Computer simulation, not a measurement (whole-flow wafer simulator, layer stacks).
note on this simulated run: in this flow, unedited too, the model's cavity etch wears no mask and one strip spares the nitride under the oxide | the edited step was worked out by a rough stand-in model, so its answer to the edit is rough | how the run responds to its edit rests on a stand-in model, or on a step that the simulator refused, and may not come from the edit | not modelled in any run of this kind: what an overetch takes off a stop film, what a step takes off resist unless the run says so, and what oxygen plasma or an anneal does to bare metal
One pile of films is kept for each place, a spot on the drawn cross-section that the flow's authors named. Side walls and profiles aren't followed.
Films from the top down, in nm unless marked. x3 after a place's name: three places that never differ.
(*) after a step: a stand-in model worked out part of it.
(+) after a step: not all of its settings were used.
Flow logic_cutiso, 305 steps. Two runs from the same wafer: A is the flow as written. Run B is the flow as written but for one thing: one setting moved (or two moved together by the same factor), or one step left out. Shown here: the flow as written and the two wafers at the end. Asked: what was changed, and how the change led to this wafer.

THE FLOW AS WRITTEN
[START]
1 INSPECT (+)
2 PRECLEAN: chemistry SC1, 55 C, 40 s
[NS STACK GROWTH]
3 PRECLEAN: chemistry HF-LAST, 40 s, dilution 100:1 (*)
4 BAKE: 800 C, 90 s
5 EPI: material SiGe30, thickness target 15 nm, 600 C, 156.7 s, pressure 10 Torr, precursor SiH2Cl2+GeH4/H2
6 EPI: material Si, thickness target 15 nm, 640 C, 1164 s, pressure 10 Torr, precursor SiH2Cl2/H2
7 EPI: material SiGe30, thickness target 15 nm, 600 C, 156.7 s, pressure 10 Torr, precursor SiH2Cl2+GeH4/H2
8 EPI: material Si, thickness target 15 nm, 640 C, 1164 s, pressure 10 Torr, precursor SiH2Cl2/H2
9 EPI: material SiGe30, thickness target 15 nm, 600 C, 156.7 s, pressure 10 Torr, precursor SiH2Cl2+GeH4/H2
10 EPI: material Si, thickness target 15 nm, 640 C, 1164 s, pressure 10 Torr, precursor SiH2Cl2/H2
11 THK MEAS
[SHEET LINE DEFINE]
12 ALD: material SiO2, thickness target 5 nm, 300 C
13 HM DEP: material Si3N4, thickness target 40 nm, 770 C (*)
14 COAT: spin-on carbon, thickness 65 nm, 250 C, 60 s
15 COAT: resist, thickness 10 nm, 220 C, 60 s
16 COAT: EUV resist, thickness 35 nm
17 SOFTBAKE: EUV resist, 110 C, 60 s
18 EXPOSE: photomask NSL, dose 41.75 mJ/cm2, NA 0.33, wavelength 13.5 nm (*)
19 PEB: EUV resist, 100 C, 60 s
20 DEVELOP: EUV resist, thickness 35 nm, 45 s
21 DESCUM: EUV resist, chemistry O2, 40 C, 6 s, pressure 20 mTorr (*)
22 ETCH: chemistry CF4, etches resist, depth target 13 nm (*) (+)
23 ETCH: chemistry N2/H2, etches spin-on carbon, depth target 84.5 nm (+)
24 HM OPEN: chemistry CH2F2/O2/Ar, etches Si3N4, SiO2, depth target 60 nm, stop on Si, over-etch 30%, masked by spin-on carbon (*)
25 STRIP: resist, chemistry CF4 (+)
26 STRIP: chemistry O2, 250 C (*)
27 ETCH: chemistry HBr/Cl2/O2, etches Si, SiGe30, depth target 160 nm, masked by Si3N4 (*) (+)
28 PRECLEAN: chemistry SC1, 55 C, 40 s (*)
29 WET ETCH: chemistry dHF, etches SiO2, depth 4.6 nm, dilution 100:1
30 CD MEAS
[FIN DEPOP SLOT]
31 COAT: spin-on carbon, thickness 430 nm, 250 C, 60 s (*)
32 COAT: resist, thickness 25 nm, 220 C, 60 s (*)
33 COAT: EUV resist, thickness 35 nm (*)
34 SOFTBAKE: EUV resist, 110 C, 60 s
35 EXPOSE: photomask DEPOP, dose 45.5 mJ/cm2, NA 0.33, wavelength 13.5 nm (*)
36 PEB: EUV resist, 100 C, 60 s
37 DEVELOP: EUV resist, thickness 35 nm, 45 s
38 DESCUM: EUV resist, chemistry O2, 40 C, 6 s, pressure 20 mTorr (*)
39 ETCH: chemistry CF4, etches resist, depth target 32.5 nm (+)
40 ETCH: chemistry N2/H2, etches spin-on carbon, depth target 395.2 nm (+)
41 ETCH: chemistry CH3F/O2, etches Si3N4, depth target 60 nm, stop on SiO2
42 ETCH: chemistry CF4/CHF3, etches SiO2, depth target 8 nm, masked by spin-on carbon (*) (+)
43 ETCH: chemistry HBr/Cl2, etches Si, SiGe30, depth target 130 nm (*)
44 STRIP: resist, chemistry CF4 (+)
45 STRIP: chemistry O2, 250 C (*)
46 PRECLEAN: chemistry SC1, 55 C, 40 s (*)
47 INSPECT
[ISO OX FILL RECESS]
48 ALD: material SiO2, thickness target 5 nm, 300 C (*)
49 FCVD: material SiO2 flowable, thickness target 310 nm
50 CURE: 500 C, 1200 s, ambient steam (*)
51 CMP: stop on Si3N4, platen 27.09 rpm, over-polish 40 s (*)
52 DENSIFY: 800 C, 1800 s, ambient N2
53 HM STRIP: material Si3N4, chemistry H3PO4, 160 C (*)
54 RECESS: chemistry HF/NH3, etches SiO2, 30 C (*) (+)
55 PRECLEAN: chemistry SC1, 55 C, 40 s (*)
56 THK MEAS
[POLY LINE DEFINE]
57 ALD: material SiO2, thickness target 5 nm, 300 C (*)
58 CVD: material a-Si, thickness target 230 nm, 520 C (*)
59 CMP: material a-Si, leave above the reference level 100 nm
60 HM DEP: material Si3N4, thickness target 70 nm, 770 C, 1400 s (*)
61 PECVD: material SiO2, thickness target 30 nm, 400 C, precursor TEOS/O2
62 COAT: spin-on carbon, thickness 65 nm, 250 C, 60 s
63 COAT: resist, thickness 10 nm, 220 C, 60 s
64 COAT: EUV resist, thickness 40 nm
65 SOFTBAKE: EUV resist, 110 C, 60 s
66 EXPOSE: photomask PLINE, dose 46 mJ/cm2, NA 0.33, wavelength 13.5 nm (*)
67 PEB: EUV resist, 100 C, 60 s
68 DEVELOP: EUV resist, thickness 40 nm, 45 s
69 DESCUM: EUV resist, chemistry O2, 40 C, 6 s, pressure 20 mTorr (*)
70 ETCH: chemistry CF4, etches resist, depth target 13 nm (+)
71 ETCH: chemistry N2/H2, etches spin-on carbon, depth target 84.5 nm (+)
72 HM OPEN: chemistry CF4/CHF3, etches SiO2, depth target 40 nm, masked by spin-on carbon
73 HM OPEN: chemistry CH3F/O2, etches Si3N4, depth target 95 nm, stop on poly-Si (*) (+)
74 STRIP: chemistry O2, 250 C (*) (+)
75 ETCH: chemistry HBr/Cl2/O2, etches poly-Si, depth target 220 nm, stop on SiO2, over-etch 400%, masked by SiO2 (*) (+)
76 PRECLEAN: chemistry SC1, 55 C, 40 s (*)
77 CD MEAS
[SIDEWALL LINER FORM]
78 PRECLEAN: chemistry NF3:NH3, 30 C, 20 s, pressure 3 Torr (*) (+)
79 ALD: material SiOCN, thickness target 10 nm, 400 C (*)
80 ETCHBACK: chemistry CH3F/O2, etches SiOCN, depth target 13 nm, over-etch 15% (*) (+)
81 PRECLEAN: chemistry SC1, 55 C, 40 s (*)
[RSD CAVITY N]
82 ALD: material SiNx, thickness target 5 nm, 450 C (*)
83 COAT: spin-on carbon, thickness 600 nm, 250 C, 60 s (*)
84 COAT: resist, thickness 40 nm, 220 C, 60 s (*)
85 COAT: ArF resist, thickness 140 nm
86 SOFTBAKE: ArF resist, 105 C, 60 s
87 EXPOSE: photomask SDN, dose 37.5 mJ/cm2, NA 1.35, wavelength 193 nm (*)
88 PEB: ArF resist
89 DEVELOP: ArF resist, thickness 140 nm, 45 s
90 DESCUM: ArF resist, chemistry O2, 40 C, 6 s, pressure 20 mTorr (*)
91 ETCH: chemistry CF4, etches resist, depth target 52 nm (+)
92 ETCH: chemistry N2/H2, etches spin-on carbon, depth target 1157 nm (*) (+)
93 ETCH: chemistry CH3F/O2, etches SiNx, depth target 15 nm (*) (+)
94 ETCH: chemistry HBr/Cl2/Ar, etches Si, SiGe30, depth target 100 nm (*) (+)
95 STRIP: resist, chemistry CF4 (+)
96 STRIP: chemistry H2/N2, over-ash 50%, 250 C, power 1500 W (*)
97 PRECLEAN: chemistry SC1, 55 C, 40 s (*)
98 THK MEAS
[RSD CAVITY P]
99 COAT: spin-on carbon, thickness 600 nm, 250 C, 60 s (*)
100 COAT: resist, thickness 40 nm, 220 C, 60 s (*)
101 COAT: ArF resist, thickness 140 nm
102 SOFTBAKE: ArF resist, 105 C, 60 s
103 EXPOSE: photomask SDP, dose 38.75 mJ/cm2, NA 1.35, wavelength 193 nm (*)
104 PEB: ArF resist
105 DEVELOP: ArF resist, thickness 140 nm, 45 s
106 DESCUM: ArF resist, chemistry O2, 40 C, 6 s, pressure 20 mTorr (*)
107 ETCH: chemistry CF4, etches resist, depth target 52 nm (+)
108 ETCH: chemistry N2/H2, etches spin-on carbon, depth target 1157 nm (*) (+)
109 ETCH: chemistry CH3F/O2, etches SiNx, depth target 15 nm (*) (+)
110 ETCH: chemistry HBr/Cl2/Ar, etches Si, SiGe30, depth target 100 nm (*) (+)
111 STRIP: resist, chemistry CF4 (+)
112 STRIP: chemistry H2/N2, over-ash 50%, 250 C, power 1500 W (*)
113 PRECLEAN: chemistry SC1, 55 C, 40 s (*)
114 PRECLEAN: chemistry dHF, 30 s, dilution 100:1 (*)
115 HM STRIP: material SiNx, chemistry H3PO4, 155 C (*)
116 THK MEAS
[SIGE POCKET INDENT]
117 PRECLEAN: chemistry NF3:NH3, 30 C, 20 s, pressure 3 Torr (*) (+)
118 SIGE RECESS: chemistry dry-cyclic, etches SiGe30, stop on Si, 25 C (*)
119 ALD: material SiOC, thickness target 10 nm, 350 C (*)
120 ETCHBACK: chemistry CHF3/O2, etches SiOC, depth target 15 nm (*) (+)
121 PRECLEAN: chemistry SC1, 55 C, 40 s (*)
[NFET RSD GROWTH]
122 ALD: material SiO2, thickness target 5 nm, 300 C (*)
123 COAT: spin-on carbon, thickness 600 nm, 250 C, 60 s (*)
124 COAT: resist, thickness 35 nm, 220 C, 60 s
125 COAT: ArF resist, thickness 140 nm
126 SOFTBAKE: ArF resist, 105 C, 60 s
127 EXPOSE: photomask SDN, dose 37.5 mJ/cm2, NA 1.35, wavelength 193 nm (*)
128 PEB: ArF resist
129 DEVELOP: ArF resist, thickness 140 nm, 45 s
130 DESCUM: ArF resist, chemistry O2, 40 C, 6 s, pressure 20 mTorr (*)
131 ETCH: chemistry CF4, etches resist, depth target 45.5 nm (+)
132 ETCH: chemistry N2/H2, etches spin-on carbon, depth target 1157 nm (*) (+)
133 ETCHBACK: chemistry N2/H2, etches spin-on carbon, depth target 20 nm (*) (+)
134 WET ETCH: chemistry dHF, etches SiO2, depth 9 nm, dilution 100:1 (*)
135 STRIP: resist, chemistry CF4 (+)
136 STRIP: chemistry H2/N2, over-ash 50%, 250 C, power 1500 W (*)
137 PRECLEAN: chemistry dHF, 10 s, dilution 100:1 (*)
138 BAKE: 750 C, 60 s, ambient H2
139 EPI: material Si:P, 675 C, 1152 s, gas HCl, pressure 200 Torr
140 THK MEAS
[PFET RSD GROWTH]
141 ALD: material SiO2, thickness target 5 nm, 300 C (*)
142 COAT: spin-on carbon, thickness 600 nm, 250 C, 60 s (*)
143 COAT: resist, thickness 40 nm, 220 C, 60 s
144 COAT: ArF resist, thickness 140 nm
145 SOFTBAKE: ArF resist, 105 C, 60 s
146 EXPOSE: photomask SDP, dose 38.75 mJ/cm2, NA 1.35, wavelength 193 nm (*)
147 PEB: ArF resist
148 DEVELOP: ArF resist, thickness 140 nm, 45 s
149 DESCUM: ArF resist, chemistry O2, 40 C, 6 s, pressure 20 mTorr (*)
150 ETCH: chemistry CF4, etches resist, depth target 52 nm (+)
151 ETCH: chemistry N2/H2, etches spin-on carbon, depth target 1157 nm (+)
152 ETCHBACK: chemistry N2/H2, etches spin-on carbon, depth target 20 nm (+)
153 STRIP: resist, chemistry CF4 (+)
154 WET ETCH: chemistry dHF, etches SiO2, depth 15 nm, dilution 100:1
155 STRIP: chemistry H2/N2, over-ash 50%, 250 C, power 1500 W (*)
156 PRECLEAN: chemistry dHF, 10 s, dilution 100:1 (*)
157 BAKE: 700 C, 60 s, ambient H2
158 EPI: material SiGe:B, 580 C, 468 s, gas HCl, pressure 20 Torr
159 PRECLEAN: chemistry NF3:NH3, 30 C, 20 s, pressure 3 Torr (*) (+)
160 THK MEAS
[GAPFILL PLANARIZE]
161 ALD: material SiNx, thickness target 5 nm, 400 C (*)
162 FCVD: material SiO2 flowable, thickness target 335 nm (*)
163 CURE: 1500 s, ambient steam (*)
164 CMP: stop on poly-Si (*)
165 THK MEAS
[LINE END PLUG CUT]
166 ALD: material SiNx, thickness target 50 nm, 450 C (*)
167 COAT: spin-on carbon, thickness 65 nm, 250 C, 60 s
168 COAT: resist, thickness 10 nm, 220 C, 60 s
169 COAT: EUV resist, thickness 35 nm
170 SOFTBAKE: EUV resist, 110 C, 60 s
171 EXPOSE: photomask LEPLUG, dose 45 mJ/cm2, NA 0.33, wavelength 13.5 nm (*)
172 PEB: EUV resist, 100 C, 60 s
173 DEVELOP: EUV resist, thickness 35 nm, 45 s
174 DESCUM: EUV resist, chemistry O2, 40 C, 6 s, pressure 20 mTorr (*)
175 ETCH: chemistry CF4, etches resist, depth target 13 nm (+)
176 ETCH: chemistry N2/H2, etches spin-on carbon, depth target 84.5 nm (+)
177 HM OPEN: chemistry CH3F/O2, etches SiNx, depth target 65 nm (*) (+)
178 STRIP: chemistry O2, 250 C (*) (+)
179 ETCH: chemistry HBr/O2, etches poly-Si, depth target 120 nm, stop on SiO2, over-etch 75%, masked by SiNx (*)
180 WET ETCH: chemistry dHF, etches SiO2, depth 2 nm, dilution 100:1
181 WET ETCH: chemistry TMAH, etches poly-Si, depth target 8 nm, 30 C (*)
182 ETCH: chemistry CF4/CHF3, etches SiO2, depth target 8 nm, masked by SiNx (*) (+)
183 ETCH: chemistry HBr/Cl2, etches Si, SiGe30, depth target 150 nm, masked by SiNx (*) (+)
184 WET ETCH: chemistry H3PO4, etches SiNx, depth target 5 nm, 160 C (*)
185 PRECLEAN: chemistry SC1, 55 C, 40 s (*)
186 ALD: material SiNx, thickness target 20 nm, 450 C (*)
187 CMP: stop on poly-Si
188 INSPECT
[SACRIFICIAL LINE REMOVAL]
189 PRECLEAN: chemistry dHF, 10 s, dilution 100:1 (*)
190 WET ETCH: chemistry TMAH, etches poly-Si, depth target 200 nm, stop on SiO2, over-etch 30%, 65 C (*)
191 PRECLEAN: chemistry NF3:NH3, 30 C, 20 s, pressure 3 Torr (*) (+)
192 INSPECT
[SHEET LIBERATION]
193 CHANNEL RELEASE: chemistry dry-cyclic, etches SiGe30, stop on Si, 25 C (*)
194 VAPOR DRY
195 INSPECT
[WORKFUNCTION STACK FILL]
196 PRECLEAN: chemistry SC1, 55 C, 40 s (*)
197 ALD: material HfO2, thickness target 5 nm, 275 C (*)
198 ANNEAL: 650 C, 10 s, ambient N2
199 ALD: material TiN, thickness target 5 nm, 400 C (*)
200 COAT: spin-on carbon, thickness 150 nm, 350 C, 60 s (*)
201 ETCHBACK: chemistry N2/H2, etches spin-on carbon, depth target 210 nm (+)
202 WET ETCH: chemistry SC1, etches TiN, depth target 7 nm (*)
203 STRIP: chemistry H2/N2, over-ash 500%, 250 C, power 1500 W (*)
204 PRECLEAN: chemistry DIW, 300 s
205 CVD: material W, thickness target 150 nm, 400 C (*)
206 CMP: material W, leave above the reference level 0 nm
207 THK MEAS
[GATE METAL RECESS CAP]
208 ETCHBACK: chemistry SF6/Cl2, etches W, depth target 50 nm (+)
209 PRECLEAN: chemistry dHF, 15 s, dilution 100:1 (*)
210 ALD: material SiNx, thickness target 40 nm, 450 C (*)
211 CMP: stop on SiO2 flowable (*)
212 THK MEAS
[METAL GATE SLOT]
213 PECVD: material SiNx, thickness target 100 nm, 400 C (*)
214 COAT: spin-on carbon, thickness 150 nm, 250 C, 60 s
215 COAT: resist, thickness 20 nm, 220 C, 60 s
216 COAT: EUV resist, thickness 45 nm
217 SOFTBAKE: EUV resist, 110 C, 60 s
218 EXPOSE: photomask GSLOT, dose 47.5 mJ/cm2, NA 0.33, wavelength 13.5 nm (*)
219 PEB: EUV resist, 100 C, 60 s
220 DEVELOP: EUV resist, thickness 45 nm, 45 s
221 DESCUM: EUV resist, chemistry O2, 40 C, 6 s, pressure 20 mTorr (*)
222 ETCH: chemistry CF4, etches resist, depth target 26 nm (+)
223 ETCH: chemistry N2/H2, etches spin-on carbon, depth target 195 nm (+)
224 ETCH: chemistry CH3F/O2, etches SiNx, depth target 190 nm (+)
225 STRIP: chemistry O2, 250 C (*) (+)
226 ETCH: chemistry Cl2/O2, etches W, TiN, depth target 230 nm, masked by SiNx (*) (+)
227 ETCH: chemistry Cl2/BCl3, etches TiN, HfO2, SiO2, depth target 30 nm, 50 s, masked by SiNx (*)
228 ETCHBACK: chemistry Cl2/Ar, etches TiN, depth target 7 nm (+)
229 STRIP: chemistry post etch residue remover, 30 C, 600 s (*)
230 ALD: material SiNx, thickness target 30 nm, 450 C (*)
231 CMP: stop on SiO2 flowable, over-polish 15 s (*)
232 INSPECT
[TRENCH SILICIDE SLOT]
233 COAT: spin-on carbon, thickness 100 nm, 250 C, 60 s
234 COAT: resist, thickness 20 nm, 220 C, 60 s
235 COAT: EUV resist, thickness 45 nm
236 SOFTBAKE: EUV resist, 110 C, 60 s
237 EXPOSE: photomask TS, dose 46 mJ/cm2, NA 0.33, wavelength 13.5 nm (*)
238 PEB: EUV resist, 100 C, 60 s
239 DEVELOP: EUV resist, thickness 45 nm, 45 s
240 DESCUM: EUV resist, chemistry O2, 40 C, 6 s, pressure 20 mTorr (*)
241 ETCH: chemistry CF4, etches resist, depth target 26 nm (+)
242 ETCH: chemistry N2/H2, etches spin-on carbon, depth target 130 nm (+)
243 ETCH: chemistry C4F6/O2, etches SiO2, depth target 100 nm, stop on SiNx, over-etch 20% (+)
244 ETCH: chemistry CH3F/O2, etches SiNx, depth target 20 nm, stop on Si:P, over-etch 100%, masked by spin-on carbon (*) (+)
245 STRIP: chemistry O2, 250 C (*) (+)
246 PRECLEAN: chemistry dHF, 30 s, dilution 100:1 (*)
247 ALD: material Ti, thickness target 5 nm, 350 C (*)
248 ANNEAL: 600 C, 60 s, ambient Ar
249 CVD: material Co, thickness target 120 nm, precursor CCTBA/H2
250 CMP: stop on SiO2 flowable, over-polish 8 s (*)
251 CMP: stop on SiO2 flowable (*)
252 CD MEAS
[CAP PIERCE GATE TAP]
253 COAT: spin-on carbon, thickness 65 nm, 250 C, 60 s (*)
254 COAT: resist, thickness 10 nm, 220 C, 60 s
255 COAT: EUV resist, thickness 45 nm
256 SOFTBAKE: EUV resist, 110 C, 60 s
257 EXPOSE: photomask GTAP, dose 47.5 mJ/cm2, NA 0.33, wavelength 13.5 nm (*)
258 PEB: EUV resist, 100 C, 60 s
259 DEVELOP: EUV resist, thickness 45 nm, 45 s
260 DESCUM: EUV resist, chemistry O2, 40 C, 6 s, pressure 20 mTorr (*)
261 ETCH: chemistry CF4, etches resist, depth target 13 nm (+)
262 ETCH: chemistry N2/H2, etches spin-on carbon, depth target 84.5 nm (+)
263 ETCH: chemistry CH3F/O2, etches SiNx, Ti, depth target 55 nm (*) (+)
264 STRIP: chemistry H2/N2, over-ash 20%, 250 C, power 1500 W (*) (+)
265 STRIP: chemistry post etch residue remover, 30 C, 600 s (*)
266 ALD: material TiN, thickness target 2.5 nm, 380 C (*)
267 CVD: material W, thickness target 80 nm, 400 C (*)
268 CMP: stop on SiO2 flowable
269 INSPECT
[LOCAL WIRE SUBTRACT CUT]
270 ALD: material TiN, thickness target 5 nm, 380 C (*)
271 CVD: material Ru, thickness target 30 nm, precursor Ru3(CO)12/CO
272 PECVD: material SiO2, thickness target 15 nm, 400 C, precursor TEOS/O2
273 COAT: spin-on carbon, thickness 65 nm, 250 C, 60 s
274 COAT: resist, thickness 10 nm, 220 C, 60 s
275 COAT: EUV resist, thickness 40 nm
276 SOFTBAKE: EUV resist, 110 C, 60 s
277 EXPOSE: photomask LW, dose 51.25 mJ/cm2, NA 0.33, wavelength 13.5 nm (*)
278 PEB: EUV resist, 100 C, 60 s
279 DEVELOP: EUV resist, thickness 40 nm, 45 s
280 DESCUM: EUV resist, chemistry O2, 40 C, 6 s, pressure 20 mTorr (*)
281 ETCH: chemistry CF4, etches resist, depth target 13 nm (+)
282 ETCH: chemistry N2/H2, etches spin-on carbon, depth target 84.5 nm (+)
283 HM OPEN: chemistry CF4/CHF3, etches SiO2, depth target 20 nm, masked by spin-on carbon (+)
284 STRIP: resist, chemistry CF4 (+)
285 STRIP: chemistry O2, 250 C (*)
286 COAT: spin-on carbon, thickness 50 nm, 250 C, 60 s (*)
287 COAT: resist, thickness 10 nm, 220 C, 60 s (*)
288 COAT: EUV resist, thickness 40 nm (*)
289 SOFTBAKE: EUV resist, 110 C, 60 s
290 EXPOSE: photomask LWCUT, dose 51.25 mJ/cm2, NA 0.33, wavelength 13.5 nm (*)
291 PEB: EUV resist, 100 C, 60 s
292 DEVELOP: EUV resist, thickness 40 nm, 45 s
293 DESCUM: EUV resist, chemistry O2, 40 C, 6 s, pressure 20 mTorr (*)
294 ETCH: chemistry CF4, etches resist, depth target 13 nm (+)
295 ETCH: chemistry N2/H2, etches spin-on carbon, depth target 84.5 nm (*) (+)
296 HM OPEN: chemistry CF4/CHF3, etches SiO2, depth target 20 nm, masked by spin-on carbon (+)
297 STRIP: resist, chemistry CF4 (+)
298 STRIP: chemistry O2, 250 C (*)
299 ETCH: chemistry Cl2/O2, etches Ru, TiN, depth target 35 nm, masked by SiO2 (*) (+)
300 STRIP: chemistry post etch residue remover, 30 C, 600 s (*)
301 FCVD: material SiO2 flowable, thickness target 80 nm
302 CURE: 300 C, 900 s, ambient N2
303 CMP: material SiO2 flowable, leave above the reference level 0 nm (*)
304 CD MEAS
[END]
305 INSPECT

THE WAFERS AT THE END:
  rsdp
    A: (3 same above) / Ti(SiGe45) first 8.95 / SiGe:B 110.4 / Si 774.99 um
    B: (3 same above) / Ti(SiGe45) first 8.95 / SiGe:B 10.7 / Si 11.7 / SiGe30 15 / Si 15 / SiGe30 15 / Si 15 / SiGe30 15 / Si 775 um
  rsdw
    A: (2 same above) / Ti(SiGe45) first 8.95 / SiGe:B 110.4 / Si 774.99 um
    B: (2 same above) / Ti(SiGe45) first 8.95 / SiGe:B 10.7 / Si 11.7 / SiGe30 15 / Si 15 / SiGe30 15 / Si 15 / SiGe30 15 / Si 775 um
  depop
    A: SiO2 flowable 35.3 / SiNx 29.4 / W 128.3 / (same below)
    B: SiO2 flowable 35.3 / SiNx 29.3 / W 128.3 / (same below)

The cause: step 108, ETCH: depth target 491.7 nm was run, where the flow has depth target 1157 nm.

How the change led to this, step by step:
  108 ETCH: chemistry N2/H2, etches spin-on carbon, depth target 1157 nm (*) (+)
      glp, gxp: A spin-on carbon -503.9 (all of it), SiNx -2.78 | B spin-on carbon -491.7
      rsdp, rsdw: A spin-on carbon -691.7 (all of it), SiNx -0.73 | B spin-on carbon -491.7
      (and at 18 more places)
  109 ETCH: chemistry CH3F/O2, etches SiNx, depth target 15 nm (*) (+)
      depop, dpovl, gfld and 14 more: A resist -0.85 | B nothing
      glp, gxp: A SiNx -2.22 (all of it), SiO2 -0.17 | B nothing
      (and at 3 more places)
  110 ETCH: chemistry HBr/Cl2/Ar, etches Si, SiGe30, depth target 100 nm (*) (+)
      rsdp, rsdw: A chemical SiO2 -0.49 (all of it), Si -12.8 (all of it), SiGe30 -15 (all of it), Si -15 (all of it), SiGe30 -15 (all of it), Si -15 (all of it), SiGe30 -15 (all of it), Si -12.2 | B nothing
  111 STRIP: resist, chemistry CF4 (+)
      depop, dpovl, iso, isow, lnri, ns, nsgap, plug: A resist -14 (all of it) | B resist -24.4 (all of it)
      gl, gxf, gxn, lnr, lnrt, rsdn, rsdx: A resist -14.1 (all of it) | B resist -24.5 (all of it)
      (and at 2 more places)
  112 STRIP: chemistry H2/N2, over-ash 50%, 250 C, power 1500 W (*)
      glp, gxp: A nothing | B spin-on carbon -12.2 (all of it)
      rsdp, rsdw: A nothing | B spin-on carbon -200 (all of it)
      (and at 1 more place)
  114 PRECLEAN: chemistry dHF, 30 s, dilution 100:1 (*)
      glp, gxp: A SiO2 -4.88 | B SiNx -1
      rsdp, rsdw: A chemical SiO2 -0.49 (all of it) | B SiNx -1
      (and at 1 more place)
  115 HM STRIP: material SiNx, chemistry H3PO4, 155 C (*)
      glp, gxp: A SiO2 -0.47 | B SiNx -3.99 (all of it), SiO2 -0.18
      rsdp, rsdw: A chemical SiO2 +0.5 (new film), Si -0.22 | B SiNx -3.99 (all of it), chemical SiO2 +0.01
      (and at 1 more place)
  119 ALD: material SiOC, thickness target 10 nm, 350 C (*)
      gxp: A SiOC +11 (new film) | B SiOC +10 (new film)
  120 ETCHBACK: chemistry CHF3/O2, etches SiOC, depth target 15 nm (*) (+)
      rsdp, rsdw: A SiOC -10 (all of it) | B SiOC -10 (all of it), Si -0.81
      glp: A SiOC -10 (all of it), SiO2 -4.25 (all of it), Si3N4 -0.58 | B SiOC -10 (all of it), SiO2 -5
      (and at 1 more place)
  122 ALD: material SiO2, thickness target 5 nm, 300 C (*)
      glp: A SiO2 +5 (new film) | B SiO2 +5
      gxp: A SiO2 +6.75 (new film) | B SiO2 +5
  123 COAT: spin-on carbon, thickness 600 nm, 250 C, 60 s (*)
      gfld, lnr, lnrt: A spin-on carbon +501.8 (new film) | B spin-on carbon +515.2 (new film)
      gl, tap: A spin-on carbon +507 (new film) | B spin-on carbon +520.4 (new film)
      (and at 8 more places)
  132 ETCH: chemistry N2/H2, etches spin-on carbon, depth target 1157 nm (*) (+)
      gl, tap: A spin-on carbon -501.7 (all of it), SiO2 -5 (all of it), Si3N4 -0.5 | B spin-on carbon -515.2 (all of it), SiO2 -5 (all of it), Si3N4 -0.5
      gxn: A spin-on carbon -499.4 (all of it), SiO2 -6.06 | B spin-on carbon -512.8 (all of it), SiO2 -6.06
      (and at 2 more places)
  135 STRIP: resist, chemistry CF4 (+)
      gxf, gxp, plug: A resist -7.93 (all of it) | B resist -7.42 (all of it)
      gl: A Si3N4 -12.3 | B Si3N4 -11.5
      (and at 6 more places)
  136 STRIP: chemistry H2/N2, over-ash 50%, 250 C, power 1500 W (*)
      gxf, plug: A spin-on carbon -501.8 (all of it) | B spin-on carbon -515.3 (all of it)
      rsdp, rsdw: A spin-on carbon -783.2 (all of it) | B spin-on carbon -697.1 (all of it)
      (and at 4 more places)
  141 ALD: material SiO2, thickness target 5 nm, 300 C (*)
      gxn: A SiO2 +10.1 (new film) | B SiO2 +6.19 (new film)
  142 COAT: spin-on carbon, thickness 600 nm, 250 C, 60 s (*)
      gxf, plug: A spin-on carbon +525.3 (new film) | B spin-on carbon +536.1 (new film)
      gxn: A spin-on carbon +537.9 (new film) | B spin-on carbon +552 (new film)
      (and at 3 more places)
  ... 6 more steps ...
  164 CMP: stop on poly-Si (*)
      gxn: A SiO2 flowable -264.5 (all of it), SiNx -5 (all of it), SiO2 -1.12 (all of it), Si3N4 -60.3 (all of it) | B SiO2 flowable -266.8 (all of it), SiNx -5 (all of it), Si3N4 -60.7 (all of it)
      lnrp: A SiO2 flowable -252.8 (all of it), SiNx -5 (all of it), SiOCN -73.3 | B SiO2 flowable -252.8 (all of it), SiNx -5 (all of it), SiOCN -74.8
